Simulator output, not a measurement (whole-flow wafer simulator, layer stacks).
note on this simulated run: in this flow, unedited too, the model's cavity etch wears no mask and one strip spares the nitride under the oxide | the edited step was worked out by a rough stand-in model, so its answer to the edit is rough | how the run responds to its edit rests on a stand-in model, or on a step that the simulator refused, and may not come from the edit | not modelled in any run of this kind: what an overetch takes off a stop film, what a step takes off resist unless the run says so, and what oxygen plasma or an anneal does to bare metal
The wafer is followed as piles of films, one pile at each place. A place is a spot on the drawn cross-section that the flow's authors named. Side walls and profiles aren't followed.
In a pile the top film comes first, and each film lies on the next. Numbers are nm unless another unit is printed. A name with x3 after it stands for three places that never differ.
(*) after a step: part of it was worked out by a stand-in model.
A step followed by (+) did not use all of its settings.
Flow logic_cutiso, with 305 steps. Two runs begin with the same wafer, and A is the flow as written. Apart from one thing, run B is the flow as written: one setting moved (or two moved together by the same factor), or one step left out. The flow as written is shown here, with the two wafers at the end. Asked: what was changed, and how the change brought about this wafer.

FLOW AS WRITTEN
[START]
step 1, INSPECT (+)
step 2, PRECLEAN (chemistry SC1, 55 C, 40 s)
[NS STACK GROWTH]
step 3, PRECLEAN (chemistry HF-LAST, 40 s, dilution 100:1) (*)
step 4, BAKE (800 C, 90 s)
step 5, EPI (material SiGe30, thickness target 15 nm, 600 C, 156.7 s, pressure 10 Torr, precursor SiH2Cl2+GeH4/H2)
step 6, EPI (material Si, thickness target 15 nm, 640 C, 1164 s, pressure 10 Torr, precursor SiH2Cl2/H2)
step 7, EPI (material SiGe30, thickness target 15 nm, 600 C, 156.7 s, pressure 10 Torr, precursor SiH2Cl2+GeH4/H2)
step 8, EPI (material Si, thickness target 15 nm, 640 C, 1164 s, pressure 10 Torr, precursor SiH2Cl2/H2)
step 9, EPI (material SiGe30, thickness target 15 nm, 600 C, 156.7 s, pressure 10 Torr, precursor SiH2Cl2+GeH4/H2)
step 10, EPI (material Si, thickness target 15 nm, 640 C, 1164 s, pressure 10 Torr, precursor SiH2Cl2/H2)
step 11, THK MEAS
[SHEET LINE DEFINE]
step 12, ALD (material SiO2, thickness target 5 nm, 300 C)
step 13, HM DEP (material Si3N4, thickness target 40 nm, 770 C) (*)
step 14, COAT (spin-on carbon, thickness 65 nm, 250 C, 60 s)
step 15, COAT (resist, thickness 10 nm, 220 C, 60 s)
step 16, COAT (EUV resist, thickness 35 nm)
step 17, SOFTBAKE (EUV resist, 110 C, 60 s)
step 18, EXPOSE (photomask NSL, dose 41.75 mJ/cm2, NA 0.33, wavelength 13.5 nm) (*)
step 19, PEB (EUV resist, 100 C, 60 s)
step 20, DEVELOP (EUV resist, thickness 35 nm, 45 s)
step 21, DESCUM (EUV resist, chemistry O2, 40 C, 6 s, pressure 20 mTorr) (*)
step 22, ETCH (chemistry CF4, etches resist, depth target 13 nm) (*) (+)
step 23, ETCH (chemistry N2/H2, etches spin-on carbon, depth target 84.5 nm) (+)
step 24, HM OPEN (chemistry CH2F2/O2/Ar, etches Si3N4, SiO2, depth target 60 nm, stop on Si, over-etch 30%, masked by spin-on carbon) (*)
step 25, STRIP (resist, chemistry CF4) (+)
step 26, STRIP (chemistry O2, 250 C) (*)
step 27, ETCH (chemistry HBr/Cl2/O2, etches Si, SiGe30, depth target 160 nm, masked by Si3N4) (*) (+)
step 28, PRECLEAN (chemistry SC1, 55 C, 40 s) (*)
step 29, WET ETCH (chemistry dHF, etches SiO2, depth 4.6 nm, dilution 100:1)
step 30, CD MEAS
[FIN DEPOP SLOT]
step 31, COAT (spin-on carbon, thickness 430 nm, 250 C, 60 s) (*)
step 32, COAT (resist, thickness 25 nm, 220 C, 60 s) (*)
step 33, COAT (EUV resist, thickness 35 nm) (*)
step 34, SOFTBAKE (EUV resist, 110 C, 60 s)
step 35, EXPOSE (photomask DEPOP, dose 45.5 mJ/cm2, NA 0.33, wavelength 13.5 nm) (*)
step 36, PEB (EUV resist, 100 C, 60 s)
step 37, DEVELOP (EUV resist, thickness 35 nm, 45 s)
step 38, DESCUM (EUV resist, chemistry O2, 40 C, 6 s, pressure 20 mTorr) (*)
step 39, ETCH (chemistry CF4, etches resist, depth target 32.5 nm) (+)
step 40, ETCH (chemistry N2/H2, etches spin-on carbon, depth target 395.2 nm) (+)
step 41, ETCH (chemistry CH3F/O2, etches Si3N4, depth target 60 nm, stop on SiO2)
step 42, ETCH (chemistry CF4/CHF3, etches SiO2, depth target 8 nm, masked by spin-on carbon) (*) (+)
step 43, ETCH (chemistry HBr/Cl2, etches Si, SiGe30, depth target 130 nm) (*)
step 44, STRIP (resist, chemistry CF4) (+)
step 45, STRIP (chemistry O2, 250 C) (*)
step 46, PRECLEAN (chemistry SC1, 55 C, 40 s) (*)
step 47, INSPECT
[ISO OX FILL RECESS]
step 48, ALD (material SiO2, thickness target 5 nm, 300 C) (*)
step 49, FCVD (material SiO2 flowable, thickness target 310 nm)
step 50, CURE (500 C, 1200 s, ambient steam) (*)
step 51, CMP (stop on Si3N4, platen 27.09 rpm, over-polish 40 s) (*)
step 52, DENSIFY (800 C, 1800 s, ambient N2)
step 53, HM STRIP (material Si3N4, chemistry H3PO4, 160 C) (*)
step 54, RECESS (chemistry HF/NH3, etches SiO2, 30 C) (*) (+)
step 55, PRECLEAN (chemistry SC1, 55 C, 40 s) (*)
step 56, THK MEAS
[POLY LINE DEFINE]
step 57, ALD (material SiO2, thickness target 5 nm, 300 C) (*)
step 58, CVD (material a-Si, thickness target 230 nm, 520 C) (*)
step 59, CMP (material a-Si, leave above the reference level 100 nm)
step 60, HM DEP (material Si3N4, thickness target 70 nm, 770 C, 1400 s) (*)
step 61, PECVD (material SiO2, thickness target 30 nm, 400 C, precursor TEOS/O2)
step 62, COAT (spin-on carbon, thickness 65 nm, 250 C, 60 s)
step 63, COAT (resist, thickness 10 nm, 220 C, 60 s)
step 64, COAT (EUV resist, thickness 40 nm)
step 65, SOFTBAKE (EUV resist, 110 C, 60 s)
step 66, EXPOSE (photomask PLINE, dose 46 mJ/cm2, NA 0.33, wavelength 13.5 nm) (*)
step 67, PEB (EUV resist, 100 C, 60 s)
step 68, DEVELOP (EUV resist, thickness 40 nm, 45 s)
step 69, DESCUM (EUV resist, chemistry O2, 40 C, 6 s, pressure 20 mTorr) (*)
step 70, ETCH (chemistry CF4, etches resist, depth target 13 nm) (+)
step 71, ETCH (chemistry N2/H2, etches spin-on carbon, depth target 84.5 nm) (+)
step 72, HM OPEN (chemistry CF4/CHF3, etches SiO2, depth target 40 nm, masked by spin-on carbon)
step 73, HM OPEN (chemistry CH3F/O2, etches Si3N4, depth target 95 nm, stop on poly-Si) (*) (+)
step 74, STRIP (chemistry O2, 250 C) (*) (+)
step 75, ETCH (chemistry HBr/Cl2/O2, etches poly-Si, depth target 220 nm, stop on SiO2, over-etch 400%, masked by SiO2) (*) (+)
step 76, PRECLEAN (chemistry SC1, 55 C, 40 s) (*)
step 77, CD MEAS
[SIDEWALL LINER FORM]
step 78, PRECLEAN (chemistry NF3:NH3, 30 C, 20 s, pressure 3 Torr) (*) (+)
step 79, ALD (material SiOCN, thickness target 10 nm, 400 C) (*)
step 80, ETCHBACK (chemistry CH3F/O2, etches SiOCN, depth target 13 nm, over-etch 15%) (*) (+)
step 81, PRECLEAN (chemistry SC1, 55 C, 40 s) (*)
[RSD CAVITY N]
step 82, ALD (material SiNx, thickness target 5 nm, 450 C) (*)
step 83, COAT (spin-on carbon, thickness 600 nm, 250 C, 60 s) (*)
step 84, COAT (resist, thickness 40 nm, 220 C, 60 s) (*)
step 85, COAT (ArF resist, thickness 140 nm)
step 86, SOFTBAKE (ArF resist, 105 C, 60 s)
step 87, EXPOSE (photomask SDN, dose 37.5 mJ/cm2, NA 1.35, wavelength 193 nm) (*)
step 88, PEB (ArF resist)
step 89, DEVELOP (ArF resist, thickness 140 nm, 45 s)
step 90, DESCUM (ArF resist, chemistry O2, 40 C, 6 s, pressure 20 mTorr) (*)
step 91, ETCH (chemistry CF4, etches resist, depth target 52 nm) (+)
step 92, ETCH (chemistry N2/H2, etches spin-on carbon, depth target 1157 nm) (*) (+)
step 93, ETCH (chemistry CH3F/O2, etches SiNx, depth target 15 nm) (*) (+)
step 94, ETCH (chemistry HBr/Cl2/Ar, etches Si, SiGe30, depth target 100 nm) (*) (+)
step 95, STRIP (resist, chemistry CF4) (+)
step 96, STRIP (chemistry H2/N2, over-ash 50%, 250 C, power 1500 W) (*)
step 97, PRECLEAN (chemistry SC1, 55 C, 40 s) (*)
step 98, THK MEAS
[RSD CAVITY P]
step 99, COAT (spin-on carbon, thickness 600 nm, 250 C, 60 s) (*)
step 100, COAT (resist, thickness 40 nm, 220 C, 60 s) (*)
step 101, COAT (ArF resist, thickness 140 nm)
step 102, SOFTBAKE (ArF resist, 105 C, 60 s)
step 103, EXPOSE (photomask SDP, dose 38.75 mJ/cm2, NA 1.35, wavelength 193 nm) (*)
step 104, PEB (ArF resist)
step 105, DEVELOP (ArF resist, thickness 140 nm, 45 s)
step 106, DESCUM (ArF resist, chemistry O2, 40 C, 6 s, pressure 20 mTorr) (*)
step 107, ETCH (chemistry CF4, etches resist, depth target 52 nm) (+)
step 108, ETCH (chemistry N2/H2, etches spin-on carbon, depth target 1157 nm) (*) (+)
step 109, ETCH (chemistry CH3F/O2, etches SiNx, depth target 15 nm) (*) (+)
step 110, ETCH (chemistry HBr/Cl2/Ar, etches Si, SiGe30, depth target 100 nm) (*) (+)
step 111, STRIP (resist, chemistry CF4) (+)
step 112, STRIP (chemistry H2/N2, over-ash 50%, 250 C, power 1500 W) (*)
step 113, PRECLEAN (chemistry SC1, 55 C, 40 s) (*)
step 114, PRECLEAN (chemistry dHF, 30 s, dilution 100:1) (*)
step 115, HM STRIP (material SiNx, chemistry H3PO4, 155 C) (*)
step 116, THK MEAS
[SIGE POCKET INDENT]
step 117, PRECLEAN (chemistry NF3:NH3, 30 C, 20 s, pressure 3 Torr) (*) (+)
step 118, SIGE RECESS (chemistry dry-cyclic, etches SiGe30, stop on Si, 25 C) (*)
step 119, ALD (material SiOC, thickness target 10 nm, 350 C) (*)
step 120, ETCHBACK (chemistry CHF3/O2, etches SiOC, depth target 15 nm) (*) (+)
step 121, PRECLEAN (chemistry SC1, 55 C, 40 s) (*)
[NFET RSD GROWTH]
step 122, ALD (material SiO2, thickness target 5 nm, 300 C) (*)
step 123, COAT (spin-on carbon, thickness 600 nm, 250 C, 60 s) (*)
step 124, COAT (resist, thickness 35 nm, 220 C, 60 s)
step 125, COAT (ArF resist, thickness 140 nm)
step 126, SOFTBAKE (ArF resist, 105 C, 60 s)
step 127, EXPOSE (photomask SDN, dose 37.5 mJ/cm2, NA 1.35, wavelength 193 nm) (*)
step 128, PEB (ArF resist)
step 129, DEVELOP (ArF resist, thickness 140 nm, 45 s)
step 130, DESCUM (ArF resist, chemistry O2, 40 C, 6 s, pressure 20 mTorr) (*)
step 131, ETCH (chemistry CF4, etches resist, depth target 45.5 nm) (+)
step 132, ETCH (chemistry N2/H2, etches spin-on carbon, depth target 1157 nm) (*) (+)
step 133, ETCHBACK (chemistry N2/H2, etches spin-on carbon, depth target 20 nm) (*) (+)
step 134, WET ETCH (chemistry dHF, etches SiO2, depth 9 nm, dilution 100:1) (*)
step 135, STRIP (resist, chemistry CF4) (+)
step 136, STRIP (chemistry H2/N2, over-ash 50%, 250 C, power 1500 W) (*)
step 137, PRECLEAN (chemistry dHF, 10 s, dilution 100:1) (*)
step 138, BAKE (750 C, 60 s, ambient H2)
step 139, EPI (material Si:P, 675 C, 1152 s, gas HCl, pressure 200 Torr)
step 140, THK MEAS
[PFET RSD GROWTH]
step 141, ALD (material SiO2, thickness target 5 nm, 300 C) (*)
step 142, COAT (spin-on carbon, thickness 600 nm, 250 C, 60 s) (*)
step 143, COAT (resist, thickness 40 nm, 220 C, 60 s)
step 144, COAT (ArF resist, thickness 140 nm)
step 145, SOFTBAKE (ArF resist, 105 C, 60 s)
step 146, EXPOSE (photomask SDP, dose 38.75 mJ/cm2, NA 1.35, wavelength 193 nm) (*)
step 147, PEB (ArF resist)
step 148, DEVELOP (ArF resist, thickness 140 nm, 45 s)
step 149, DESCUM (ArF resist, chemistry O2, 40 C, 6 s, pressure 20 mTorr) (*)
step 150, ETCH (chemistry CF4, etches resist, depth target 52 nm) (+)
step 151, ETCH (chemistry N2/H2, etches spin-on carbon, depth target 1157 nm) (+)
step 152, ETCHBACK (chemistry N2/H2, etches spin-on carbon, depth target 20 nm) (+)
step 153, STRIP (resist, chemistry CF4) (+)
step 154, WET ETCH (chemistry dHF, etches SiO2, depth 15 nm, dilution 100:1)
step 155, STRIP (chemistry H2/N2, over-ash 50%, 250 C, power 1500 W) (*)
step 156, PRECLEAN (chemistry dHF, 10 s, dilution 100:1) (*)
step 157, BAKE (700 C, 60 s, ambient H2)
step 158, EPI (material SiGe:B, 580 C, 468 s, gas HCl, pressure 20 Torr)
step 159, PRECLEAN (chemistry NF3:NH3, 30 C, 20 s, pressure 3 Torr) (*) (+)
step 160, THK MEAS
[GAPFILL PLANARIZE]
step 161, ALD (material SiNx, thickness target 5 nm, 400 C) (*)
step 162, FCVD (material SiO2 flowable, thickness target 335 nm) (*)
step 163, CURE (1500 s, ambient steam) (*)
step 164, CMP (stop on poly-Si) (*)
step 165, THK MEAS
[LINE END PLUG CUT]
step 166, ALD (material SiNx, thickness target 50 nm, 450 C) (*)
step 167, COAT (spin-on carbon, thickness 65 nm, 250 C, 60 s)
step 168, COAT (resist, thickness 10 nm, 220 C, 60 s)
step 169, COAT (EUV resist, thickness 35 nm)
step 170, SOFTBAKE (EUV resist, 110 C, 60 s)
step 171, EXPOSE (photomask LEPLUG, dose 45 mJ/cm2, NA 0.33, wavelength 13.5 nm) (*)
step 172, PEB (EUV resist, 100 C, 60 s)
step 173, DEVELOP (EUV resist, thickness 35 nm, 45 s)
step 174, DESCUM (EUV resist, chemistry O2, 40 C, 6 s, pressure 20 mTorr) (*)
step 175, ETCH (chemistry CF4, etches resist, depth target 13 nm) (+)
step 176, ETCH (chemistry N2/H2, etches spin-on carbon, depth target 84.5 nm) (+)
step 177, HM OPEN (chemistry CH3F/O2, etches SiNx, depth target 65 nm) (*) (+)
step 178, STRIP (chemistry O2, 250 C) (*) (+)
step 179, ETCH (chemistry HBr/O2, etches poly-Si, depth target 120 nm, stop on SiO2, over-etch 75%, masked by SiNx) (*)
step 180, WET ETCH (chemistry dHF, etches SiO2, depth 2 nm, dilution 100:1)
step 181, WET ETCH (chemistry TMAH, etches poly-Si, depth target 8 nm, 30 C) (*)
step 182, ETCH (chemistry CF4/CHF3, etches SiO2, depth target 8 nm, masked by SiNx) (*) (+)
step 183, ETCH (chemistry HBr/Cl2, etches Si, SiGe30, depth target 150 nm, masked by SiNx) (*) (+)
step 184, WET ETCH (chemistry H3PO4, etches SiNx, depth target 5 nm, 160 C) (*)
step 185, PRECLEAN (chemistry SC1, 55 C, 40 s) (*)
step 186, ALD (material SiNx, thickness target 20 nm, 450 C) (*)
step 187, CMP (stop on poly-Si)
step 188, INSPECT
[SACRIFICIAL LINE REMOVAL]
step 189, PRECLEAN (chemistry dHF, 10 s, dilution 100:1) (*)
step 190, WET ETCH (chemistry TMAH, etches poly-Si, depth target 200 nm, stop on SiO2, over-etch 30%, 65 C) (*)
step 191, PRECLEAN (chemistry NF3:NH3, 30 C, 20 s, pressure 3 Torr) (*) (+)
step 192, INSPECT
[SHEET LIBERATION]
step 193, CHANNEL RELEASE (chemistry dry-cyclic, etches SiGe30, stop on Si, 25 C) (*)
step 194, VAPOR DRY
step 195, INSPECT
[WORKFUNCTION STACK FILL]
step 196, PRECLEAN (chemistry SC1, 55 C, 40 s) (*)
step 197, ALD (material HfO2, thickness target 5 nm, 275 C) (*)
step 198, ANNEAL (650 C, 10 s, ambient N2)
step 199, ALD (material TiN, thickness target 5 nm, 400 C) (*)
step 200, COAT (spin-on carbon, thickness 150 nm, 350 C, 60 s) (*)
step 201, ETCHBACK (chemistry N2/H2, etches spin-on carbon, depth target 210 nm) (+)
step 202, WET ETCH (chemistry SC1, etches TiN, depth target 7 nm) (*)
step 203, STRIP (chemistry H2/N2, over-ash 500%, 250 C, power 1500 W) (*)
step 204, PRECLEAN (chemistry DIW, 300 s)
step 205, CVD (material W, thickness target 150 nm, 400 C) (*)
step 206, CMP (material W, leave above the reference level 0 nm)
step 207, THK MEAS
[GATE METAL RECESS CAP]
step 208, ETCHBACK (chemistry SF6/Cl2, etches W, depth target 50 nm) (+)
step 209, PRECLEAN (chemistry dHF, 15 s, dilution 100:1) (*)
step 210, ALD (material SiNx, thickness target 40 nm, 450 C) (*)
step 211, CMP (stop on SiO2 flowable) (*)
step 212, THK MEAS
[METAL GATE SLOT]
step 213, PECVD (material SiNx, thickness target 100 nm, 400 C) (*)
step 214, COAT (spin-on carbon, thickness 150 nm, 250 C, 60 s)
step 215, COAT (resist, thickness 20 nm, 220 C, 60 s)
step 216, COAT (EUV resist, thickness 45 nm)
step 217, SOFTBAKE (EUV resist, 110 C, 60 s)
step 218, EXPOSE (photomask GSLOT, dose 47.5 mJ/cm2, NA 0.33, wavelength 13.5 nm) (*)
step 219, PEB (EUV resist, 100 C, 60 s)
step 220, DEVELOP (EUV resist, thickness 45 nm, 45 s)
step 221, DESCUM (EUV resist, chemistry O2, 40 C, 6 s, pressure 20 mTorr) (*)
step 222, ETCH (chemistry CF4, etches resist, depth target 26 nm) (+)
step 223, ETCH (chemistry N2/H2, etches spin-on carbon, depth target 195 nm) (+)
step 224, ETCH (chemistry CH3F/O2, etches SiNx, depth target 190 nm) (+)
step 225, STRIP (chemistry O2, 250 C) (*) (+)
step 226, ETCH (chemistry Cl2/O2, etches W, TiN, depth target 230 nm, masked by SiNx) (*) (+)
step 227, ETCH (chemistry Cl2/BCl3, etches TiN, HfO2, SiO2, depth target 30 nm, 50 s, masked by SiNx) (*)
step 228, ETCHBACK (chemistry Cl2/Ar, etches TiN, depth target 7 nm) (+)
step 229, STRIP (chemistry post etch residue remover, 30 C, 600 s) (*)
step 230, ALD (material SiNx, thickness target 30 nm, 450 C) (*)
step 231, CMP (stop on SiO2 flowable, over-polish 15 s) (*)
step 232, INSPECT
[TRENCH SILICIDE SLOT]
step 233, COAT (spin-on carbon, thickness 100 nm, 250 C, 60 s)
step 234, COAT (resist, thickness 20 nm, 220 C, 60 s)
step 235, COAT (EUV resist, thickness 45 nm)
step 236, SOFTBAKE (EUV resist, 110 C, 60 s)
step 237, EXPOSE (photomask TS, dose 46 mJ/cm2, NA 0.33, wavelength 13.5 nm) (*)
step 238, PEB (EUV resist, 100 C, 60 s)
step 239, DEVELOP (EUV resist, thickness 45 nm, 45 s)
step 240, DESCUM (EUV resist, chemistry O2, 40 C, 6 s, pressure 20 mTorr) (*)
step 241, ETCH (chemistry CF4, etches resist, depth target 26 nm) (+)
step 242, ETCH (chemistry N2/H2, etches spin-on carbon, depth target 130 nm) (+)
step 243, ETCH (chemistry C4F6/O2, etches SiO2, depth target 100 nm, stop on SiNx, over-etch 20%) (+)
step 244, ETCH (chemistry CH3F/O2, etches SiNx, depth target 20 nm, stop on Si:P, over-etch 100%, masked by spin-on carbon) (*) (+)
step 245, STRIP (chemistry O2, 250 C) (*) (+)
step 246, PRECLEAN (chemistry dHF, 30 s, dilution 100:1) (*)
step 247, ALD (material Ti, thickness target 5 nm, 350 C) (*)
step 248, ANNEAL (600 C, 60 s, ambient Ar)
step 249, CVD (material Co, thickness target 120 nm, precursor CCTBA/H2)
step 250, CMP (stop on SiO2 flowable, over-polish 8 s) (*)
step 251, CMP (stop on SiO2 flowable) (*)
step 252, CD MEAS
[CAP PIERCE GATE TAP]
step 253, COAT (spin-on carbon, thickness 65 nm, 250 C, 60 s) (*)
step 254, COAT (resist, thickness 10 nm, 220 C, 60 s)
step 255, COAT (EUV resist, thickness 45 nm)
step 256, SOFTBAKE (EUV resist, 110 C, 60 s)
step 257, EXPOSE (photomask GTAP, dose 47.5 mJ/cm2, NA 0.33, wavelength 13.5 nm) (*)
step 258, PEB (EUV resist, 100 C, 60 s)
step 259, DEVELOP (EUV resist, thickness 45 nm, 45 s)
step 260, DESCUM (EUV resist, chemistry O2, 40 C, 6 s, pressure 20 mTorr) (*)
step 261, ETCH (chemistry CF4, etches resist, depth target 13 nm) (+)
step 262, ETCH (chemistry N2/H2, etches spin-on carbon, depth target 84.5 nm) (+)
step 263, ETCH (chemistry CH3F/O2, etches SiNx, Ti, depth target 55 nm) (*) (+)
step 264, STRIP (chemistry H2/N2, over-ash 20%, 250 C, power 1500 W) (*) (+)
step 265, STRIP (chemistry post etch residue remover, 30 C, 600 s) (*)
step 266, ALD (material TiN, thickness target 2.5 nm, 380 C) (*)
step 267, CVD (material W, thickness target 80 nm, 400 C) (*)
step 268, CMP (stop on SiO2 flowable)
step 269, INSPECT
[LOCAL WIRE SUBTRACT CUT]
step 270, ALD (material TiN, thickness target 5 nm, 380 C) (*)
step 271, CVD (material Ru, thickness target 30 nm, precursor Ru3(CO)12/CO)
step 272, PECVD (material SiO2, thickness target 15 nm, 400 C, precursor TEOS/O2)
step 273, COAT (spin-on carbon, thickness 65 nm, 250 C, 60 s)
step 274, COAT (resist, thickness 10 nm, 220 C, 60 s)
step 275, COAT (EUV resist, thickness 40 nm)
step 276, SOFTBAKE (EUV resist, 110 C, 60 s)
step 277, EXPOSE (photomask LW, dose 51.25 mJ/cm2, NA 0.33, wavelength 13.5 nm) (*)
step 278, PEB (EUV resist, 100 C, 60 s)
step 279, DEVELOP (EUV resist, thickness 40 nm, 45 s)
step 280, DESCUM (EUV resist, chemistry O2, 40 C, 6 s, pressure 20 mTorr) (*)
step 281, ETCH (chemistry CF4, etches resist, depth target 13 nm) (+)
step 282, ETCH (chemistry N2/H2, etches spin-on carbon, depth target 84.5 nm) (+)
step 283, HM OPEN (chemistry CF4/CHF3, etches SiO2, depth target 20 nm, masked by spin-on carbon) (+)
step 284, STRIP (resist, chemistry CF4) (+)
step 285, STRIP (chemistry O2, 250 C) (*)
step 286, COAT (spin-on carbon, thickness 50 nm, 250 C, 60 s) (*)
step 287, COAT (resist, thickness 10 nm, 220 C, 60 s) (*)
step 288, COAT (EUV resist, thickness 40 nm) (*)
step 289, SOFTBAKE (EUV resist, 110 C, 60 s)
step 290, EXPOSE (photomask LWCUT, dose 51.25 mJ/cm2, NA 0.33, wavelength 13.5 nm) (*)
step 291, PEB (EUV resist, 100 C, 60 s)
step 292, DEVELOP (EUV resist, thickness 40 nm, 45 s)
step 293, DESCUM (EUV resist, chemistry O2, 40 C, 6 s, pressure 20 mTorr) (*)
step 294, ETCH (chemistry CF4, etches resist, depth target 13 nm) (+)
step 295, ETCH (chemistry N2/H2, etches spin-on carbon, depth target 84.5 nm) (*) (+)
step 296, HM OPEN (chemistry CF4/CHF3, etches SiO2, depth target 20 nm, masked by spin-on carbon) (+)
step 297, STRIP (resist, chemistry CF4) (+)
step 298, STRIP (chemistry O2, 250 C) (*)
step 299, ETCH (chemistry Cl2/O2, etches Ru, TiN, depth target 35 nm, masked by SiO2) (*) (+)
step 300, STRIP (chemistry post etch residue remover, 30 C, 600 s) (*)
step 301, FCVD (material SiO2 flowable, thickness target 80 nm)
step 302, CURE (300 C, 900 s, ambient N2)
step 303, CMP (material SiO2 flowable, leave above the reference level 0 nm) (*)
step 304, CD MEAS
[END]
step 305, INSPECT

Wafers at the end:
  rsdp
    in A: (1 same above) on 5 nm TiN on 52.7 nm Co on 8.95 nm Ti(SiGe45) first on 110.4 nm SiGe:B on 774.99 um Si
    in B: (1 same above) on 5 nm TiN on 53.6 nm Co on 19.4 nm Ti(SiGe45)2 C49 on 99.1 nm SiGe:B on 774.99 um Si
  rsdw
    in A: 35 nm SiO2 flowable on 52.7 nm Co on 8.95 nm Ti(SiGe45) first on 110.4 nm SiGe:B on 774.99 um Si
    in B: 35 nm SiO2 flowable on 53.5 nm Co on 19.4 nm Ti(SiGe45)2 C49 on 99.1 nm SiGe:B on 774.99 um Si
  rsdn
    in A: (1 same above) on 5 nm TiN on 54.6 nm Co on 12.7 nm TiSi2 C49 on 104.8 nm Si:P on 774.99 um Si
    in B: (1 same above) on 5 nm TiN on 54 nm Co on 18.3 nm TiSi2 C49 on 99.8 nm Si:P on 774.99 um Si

The reason: step 247, ALD: thickness target 7.2 nm was run, whereas the flow has thickness target 5 nm.

How this came from the change, step by step:
  step 247, ALD (material Ti, thickness target 5 nm, 350 C) (*)
      depop, dpovl, gfld and 19 more: A Ti gains 5 (new film) | B Ti gains 7.2 (new film)
  step 248, ANNEAL (600 C, 60 s, ambient Ar)
      rsdp, rsdw: A Ti(SiGe45) first gains 8.95 (new film), Ti loses 5 (all of it), SiGe:B loses 5.98 | B Ti(SiGe45)2 C49 gains 19.4 (new film), Ti loses 7.2 (all of it), SiGe:B loses 17.2
      rsdn: A TiSi2 C49 gains 12.7 (new film), Ti loses 5 (all of it), Si:P loses 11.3 | B TiSi2 C49 gains 18.3 (new film), Ti loses 7.2 (all of it), Si:P loses 16.3
  step 250, CMP (stop on SiO2 flowable, over-polish 8 s) (*)
      iso: A Co loses 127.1 | B Co loses 128.3 (all of it), Ti loses 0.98
      rsdx: A Co loses 127.9 (all of it) | B Co loses 127.9 (all of it), Ti loses 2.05
      (and at 17 other places as well)
  step 251, CMP (stop on SiO2 flowable) (*)
      iso: A Co loses 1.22 (all of it), Ti loses 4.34 | B Ti loses 5.55
